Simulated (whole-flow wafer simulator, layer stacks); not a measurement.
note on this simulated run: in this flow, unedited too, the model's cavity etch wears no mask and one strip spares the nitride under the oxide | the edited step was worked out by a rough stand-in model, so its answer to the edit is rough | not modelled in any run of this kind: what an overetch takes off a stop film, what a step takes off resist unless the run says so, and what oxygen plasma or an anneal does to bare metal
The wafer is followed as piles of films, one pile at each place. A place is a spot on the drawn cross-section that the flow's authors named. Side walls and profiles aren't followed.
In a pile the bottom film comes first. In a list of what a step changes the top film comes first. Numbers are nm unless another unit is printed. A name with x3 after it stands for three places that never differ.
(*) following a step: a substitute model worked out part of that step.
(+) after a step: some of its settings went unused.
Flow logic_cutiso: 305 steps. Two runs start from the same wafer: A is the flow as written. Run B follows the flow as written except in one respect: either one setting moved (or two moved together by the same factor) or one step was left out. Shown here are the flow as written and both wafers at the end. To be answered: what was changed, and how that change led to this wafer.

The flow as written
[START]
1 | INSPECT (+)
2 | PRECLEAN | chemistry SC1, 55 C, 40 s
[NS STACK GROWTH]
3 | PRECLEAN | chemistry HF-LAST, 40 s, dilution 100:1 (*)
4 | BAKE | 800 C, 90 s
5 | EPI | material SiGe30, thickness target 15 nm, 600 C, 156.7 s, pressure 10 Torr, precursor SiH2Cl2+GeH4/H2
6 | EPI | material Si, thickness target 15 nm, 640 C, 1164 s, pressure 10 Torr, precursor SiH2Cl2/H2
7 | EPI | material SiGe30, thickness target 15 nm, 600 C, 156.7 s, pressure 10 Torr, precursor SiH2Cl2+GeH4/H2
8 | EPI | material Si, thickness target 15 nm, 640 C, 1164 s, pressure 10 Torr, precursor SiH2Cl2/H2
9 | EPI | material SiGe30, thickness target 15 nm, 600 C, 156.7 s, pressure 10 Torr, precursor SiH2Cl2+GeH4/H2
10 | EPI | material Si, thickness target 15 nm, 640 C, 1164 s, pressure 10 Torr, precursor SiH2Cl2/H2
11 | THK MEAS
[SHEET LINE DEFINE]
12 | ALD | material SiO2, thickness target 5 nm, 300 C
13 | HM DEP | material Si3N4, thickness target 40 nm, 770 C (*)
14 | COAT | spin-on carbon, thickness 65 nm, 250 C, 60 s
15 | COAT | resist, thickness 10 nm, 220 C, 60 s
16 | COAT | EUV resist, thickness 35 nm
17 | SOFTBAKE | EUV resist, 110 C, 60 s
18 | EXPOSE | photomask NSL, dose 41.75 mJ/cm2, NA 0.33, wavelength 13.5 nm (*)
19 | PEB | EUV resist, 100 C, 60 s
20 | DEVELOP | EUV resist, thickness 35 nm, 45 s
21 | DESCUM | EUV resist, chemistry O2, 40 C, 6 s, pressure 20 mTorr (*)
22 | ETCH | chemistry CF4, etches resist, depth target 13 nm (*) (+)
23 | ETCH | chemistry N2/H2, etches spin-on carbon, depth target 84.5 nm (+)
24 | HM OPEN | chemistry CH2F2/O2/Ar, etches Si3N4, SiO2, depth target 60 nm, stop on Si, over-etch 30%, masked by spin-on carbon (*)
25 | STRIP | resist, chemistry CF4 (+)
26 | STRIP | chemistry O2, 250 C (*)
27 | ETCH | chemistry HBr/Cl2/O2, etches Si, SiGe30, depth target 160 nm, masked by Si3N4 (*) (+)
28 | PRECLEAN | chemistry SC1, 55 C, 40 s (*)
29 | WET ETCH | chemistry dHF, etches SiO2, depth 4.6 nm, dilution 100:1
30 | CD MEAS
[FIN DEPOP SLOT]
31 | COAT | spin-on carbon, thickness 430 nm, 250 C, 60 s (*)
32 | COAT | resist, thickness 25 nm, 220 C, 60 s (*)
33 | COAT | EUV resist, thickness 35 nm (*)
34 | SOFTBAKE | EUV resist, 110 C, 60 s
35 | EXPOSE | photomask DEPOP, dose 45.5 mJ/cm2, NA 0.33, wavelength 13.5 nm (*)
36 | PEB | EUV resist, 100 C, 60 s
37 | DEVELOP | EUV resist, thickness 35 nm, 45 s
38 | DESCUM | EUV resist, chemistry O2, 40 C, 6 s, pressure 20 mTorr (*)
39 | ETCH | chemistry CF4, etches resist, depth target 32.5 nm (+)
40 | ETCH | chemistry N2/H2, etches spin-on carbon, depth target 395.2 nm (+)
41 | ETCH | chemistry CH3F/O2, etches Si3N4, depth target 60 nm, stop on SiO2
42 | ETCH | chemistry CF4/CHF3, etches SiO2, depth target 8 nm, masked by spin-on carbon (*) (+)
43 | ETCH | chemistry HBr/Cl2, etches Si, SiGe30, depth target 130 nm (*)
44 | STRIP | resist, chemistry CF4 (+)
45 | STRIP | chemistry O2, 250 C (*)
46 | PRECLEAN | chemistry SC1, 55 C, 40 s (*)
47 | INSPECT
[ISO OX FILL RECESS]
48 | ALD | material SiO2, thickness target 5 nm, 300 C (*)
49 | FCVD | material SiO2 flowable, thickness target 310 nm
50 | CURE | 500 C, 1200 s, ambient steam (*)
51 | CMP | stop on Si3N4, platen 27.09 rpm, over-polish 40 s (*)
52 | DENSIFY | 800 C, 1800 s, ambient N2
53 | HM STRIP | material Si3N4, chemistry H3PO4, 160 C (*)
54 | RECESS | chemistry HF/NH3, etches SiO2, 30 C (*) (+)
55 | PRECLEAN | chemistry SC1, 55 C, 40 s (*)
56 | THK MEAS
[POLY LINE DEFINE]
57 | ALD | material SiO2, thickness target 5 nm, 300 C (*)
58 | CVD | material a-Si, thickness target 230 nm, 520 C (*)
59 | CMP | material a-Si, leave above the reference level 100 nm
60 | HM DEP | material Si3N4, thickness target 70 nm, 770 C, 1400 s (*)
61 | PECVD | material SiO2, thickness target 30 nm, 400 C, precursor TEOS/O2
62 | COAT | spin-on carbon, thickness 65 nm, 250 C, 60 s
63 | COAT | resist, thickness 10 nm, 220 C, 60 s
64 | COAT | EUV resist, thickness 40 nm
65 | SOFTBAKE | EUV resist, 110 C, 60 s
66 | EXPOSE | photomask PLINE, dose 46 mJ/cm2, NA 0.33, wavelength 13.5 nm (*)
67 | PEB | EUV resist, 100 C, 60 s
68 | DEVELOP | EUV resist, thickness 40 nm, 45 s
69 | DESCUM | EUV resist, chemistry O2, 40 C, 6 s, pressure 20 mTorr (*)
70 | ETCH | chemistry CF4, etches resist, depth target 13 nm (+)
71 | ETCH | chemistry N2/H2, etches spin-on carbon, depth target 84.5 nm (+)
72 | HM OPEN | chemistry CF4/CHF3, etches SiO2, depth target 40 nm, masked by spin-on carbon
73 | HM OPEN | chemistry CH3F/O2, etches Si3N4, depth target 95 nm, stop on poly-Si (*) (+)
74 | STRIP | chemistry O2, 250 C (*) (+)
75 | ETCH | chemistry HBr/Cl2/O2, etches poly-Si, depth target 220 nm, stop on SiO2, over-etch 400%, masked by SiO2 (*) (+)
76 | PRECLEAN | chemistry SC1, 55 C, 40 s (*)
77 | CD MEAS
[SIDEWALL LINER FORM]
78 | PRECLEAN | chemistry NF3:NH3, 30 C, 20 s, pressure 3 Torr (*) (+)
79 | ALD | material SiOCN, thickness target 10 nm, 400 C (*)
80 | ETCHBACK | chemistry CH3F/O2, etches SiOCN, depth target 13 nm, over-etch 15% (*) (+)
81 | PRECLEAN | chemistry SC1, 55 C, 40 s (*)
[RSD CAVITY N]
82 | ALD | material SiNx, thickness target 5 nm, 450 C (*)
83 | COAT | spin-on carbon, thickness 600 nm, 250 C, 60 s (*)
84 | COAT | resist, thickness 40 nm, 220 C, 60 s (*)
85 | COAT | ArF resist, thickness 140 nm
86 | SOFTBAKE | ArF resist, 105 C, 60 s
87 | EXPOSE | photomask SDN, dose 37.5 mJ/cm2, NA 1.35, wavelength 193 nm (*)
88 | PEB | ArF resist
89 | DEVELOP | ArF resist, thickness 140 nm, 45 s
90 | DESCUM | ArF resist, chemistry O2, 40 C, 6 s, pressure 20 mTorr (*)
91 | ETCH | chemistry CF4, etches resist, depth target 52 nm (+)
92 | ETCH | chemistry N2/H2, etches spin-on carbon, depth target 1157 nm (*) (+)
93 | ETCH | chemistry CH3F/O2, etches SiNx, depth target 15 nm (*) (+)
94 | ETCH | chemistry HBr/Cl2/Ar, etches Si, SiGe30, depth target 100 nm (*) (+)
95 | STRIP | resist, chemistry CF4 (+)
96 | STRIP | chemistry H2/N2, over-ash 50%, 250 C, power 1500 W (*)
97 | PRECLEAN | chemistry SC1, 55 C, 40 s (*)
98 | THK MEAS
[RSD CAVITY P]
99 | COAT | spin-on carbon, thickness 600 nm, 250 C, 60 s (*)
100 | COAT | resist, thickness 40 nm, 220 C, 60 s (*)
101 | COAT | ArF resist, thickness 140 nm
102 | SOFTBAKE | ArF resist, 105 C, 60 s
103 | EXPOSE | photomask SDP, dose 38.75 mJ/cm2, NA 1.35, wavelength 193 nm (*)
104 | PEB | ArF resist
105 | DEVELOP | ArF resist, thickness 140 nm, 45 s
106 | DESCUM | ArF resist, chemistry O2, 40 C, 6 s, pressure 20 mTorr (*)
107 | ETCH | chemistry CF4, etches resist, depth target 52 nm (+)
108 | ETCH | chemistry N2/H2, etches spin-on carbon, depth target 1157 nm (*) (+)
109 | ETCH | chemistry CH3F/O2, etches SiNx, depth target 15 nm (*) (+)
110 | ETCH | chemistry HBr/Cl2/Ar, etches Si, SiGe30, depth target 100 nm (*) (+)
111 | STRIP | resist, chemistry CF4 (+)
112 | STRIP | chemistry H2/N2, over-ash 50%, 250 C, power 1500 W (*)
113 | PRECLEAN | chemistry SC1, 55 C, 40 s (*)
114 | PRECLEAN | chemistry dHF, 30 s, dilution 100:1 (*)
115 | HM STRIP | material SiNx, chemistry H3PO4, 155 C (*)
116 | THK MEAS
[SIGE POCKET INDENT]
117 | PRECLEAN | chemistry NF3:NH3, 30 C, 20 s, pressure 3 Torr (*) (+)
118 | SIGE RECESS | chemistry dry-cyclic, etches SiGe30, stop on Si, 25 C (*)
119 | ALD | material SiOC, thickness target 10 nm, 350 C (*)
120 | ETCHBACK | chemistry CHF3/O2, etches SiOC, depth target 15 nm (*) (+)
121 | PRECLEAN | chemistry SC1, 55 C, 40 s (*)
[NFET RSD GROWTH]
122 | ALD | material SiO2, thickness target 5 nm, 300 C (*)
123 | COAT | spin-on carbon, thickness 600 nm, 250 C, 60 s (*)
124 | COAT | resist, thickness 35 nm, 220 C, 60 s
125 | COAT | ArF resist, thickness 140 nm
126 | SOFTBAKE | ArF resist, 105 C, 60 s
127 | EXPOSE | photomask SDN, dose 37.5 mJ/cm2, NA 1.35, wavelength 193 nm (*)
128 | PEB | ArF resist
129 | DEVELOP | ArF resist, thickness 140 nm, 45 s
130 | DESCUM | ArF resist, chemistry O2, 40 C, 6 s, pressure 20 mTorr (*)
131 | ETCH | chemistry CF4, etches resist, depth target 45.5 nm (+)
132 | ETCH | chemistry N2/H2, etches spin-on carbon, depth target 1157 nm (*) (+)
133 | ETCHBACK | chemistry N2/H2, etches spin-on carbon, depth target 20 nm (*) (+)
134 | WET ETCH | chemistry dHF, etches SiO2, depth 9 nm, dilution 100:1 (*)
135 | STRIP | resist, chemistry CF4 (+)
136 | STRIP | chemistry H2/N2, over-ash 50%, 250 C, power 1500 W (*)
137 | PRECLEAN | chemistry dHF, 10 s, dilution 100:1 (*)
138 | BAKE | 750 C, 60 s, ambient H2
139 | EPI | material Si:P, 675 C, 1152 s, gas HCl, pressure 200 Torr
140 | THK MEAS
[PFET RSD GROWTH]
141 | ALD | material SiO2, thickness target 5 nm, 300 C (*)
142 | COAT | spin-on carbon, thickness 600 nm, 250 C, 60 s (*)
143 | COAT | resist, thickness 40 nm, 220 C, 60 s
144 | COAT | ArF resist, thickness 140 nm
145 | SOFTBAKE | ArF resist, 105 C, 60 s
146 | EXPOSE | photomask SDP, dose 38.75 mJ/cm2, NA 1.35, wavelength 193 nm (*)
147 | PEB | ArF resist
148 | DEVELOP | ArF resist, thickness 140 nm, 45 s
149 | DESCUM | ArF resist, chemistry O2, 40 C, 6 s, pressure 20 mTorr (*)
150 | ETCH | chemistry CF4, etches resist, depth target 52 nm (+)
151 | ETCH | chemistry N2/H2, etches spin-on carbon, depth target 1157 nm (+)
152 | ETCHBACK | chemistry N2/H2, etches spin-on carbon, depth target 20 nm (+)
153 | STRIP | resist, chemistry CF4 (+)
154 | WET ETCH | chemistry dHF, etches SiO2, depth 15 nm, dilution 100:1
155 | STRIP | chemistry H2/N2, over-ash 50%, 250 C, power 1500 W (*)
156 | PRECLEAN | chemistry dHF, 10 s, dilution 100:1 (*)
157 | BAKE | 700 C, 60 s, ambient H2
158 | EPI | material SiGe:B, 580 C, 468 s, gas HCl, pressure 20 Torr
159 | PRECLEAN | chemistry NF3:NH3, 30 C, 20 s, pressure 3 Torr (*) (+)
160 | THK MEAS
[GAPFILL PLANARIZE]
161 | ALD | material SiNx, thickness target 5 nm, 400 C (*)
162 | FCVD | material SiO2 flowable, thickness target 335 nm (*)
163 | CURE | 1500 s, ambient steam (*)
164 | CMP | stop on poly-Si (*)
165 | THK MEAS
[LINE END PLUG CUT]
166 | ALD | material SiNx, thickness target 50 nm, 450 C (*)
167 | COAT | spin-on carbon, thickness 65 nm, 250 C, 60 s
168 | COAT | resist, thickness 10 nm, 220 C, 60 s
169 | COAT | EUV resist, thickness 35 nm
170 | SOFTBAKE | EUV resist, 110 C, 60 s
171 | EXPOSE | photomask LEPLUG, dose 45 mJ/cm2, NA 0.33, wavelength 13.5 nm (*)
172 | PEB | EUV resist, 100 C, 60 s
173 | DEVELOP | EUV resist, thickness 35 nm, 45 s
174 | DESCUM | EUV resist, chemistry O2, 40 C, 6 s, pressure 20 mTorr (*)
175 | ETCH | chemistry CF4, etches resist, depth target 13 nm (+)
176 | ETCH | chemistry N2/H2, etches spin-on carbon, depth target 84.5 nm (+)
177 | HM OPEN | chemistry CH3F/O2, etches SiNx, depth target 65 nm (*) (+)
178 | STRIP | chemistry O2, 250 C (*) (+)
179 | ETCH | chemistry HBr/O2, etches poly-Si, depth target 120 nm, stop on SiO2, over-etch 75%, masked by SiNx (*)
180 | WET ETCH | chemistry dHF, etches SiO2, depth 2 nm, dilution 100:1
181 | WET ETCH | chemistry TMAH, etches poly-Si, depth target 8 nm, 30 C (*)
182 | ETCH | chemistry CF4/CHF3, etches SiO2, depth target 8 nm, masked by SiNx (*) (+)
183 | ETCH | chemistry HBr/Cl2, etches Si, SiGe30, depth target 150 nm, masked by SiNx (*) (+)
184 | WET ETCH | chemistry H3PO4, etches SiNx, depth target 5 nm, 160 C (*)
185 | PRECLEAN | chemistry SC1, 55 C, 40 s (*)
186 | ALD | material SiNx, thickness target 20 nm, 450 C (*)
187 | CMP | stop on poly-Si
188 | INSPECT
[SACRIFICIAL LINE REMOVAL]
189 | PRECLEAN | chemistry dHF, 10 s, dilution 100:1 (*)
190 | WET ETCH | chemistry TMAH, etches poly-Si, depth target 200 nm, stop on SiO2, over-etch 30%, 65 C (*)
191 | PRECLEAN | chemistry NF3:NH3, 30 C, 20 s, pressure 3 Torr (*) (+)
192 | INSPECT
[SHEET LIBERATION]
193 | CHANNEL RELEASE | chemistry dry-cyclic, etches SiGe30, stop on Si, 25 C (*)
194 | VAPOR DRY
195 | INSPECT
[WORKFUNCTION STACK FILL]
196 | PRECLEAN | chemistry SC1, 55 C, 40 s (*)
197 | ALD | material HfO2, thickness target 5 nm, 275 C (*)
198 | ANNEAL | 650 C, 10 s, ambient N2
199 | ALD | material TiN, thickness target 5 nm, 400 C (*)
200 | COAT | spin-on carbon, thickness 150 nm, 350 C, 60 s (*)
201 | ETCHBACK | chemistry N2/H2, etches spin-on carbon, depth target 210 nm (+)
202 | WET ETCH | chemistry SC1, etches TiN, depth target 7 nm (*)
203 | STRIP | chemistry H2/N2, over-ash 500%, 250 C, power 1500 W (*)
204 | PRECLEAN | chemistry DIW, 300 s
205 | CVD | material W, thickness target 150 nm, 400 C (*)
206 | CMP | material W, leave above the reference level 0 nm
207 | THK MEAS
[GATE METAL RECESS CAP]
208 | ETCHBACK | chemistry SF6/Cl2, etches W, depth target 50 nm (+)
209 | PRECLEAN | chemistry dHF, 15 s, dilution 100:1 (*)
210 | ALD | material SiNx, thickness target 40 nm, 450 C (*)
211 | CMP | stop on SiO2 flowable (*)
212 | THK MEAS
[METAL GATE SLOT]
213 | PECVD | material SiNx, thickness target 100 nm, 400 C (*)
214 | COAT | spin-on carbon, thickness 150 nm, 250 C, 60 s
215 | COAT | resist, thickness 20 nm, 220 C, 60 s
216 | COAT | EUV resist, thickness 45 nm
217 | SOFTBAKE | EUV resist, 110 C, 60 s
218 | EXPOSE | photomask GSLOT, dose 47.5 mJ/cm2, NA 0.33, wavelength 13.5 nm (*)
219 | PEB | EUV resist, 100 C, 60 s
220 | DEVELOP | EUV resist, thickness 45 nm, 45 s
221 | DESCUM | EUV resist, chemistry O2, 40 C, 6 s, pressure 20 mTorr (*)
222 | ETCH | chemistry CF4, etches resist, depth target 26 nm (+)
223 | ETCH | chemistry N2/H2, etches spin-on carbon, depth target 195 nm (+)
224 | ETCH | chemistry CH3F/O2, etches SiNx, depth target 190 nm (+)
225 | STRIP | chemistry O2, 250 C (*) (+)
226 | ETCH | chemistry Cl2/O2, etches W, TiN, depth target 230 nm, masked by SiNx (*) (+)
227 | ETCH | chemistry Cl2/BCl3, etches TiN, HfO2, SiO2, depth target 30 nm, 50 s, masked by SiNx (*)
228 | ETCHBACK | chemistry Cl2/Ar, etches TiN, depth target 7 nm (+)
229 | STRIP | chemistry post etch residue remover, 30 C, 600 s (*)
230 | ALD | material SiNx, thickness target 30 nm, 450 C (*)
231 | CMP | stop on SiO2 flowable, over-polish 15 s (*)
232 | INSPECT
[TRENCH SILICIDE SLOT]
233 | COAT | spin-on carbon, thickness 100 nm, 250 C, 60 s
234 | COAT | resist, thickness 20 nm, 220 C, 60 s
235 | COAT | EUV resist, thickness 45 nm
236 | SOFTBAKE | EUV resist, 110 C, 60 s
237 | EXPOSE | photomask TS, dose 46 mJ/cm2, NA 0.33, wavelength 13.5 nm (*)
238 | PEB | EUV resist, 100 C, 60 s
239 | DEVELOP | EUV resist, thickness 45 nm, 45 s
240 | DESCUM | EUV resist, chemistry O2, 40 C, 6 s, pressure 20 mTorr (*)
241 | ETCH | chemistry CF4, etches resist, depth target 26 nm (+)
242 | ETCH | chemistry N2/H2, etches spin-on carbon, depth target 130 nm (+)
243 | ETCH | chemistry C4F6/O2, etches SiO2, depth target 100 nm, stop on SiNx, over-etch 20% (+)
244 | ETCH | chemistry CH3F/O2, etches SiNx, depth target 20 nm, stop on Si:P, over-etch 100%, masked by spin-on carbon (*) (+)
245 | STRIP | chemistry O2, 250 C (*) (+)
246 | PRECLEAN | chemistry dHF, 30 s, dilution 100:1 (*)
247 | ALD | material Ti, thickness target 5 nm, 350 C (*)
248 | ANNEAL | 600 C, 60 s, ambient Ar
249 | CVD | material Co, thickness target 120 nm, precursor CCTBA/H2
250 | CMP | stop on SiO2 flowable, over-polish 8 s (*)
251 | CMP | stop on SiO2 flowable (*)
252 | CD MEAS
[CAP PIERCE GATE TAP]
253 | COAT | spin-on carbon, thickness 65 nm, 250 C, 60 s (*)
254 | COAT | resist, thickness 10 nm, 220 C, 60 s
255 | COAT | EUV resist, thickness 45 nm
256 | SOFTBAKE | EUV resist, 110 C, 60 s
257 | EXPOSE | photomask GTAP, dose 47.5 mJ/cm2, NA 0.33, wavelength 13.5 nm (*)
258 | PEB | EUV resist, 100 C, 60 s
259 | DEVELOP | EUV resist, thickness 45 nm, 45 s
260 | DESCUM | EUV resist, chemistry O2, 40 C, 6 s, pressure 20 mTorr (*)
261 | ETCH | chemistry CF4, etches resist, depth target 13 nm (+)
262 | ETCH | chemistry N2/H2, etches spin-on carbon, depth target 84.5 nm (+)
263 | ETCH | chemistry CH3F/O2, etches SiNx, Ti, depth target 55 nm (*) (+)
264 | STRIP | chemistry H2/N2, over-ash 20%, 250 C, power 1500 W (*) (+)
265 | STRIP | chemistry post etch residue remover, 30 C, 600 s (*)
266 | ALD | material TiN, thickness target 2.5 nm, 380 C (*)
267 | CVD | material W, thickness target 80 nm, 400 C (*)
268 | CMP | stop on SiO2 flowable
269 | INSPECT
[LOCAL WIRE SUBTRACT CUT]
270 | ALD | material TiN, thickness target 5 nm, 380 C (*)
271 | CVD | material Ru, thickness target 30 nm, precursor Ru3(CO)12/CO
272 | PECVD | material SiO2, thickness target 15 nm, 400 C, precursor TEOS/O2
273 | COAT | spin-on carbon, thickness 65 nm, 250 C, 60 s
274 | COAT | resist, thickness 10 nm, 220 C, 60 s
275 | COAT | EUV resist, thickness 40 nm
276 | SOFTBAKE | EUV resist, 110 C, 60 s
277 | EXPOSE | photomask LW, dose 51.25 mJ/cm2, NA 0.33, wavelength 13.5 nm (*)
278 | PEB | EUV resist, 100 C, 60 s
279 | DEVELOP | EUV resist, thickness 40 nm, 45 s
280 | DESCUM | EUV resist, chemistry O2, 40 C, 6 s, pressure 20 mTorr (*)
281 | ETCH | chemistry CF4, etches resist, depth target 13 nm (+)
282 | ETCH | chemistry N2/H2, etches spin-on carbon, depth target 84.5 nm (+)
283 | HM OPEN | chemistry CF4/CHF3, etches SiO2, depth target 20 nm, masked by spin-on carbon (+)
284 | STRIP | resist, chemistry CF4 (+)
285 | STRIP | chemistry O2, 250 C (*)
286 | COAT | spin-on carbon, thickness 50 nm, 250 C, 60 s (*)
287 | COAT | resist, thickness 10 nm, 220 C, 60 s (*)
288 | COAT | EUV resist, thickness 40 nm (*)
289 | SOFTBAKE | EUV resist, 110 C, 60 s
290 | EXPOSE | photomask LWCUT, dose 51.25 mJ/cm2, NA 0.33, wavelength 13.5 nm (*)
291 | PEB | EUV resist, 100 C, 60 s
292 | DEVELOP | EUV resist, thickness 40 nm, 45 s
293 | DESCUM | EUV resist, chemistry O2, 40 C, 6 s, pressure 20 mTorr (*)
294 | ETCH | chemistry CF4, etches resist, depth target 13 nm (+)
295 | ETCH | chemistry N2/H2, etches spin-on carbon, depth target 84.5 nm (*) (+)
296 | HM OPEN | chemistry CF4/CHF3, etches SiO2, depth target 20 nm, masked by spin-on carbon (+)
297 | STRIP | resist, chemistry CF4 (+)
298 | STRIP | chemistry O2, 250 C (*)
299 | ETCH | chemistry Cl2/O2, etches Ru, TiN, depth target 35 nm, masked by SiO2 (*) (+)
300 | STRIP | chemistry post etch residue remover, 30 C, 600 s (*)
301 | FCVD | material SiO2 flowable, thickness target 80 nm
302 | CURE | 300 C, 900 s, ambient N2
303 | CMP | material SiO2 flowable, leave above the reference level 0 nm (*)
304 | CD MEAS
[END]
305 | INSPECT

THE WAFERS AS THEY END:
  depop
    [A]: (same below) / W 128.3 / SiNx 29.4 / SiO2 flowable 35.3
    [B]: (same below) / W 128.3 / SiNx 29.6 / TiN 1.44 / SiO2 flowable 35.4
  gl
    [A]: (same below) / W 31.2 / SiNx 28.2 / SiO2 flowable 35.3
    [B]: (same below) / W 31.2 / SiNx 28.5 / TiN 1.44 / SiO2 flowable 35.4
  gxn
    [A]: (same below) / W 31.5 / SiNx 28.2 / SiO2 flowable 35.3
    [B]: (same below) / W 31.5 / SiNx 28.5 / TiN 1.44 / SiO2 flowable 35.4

Cause: step 270, ALD: thickness target 6.8 nm was run, whereas the flow has thickness target 5 nm.

The path from the change to this, step by step:
  270 | ALD | material TiN, thickness target 5 nm, 380 C (*)
      depop, dpovl, gfld and 19 more: A TiN gains 5 (new film) | B TiN gains 6.8 (new film)
  299 | ETCH | chemistry Cl2/O2, etches Ru, TiN, depth target 35 nm, masked by SiO2 (*) (+)
      depop, dpovl, gfld and 14 more: A Ru loses 29.6 (all of it), TiN loses 5 (all of it) | B Ru loses 29.6 (all of it), TiN loses 5.36
      rsdw: A Ru loses 29.6 (all of it), TiN loses 5 (all of it) | B Ru loses 29.6 (all of it), TiN loses 5.35
  301 | FCVD | material SiO2 flowable, thickness target 80 nm
      iso, rsdx: A SiO2 flowable gains 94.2 | B SiO2 flowable gains 94.3 (new film)
With metal films that touch counted as one body, depop has 2 bodies (between them, from the top down: SiNx 29.6); the flow as written gives 1 body.
With metal films that touch counted as one body, gl has 5 bodies (between them, from the top down: SiNx 28.5; HfO2 5 / chemical SiO2 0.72 / Si 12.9 / chemical SiO2 0.8 / HfO2 5; HfO2 5 / chemical SiO2 0.8 / Si 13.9 / chemical SiO2 0.8 / HfO2 5; HfO2 5 / chemical SiO2 0.8 / Si 13.9 / chemical SiO2 0.8 / HfO2 5); the flow as written gives 4 bodies (between them, from the top down: HfO2 5 / chemical SiO2 0.72 / Si 12.9 / chemical SiO2 0.8 / HfO2 5; HfO2 5 / chemical SiO2 0.8 / Si 13.9 / chemical SiO2 0.8 / HfO2 5; HfO2 5 / chemical SiO2 0.8 / Si 13.9 / chemical SiO2 0.8 / HfO2 5).
With metal films that touch counted as one body, gxn has 5 bodies (between them, from the top down: SiNx 28.5; HfO2 5 / chemical SiO2 0.72 / Si 12.9 / chemical SiO2 0.8 / HfO2 5; HfO2 5 / chemical SiO2 0.8 / Si 13.9 / chemical SiO2 0.8 / HfO2 5; HfO2 5 / chemical SiO2 0.8 / Si 13.9 / chemical SiO2 0.8 / HfO2 5); the flow as written gives 4 bodies (between them, from the top down: HfO2 5 / chemical SiO2 0.72 / Si 12.9 / chemical SiO2 0.8 / HfO2 5; HfO2 5 / chemical SiO2 0.8 / Si 13.9 / chemical SiO2 0.8 / HfO2 5; HfO2 5 / chemical SiO2 0.8 / Si 13.9 / chemical SiO2 0.8 / HfO2 5).
